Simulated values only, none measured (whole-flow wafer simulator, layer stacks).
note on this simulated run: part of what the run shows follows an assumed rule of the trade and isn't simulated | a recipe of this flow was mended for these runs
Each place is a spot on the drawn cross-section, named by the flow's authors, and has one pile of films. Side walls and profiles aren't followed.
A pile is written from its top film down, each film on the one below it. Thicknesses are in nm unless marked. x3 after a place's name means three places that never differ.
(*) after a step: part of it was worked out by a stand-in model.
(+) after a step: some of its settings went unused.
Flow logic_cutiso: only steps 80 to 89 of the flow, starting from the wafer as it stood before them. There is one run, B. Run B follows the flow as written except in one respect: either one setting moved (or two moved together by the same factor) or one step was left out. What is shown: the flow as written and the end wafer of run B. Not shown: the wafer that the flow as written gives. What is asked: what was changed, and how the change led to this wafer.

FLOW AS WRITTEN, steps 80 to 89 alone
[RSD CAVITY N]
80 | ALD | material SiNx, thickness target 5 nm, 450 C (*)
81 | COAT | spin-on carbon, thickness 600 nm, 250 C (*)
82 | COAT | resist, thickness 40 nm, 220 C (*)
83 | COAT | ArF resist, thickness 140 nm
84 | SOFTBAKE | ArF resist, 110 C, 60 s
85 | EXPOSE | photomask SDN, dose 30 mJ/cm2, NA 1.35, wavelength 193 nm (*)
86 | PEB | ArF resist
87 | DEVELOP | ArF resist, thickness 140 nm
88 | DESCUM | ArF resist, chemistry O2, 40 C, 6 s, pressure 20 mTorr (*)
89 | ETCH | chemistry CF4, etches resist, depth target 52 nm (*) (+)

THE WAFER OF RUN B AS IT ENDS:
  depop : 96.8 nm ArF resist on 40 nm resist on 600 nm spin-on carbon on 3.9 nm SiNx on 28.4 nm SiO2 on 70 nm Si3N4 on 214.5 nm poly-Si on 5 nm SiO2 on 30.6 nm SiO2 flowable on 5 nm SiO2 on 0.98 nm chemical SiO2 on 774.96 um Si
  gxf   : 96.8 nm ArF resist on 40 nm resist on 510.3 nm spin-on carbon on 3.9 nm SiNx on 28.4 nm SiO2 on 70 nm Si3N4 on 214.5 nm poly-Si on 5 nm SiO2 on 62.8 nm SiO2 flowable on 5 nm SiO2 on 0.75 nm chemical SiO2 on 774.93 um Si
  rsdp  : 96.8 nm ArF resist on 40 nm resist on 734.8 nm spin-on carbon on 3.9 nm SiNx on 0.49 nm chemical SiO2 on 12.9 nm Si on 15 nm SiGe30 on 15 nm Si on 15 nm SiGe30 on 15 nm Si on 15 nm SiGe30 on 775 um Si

The reason: step 80, ALD: thickness target 3.9 nm was run, though the flow has thickness target 5 nm.
The wafer lets one read it off: depop has SiNx 3.9, and step 80 as written asks for 5 nm.

The path from the change to this, step by step:
  80 | ALD | material SiNx, thickness target 5 nm, 450 C (*)
      depop, dpovl x3, gfld and 17 more: SiNx gains 3.9 (new film) (as written it would have been: SiNx gains 5 (new film))
